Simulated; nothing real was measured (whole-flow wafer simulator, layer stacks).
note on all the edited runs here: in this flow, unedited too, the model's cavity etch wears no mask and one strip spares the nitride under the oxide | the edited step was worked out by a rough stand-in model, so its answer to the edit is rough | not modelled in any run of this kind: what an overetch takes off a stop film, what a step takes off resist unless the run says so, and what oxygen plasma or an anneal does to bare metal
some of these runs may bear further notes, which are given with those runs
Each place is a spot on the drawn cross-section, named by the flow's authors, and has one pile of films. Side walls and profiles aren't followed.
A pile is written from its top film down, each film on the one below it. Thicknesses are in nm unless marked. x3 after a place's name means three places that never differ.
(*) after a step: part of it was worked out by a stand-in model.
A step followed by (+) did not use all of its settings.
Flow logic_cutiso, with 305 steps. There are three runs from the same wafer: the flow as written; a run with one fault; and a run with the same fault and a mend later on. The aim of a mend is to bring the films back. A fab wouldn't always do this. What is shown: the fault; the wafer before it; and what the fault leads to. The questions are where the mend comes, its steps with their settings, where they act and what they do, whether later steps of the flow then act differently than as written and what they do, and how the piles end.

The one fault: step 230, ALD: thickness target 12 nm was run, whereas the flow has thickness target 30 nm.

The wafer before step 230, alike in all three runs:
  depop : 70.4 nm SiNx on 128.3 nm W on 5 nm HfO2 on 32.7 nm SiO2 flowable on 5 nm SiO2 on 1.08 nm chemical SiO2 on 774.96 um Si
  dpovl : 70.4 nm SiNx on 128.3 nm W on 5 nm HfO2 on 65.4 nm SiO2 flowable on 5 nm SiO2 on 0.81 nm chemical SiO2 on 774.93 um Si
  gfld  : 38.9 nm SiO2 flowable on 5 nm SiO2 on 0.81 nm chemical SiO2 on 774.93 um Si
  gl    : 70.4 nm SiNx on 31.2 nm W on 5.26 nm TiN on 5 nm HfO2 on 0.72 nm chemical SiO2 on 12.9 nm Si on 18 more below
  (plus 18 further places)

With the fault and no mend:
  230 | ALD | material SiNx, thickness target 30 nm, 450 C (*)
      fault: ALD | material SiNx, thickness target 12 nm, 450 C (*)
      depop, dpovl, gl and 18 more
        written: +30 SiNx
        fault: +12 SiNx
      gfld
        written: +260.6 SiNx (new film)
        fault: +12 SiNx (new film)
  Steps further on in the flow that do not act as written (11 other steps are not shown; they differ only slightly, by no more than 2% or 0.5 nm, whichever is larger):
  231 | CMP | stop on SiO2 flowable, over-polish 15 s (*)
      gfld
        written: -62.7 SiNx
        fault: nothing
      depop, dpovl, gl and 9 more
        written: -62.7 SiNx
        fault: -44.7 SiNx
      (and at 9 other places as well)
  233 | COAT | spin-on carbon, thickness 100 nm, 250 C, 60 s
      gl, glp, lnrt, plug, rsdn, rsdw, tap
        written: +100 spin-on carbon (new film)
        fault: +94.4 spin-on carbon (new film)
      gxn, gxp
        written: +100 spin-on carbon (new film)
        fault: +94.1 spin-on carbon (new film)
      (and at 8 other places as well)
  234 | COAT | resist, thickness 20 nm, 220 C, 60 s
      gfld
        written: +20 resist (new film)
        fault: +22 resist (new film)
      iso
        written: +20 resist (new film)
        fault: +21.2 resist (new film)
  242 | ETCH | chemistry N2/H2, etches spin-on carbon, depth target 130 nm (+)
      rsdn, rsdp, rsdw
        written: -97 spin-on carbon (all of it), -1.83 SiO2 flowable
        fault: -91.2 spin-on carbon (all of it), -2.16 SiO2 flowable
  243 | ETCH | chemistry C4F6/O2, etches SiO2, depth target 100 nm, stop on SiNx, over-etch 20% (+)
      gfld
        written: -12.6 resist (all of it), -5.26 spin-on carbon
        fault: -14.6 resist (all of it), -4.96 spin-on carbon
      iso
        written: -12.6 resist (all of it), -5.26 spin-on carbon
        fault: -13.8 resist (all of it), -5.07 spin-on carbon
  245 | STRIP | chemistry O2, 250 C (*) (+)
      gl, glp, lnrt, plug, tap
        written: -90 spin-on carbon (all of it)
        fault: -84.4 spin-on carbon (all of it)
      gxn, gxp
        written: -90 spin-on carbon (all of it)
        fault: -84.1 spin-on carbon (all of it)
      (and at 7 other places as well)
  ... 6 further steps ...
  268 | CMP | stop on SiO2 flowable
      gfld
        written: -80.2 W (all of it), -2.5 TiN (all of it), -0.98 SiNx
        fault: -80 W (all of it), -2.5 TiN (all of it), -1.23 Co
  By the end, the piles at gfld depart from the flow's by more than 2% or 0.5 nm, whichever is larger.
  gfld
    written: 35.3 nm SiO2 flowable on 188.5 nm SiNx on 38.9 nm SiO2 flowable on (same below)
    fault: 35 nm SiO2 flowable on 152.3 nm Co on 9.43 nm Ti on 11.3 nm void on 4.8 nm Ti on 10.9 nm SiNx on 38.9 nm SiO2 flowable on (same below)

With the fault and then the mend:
  The mend stands after step 230.
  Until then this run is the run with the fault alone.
  230a | ALD | material SiNx, thickness target 18 nm, 450 C (*) (a further turn of the flow's step 230, with different settings)
      depop, dpovl, gl and 18 more
        +18 SiNx
      gfld
        +248.6 SiNx
  Every later step of the flow that is run acts as written, at every place that is followed, to within 2% or 0.5 nm, whichever is larger.
  At every place that both follow, the piles at the end match the flow's.
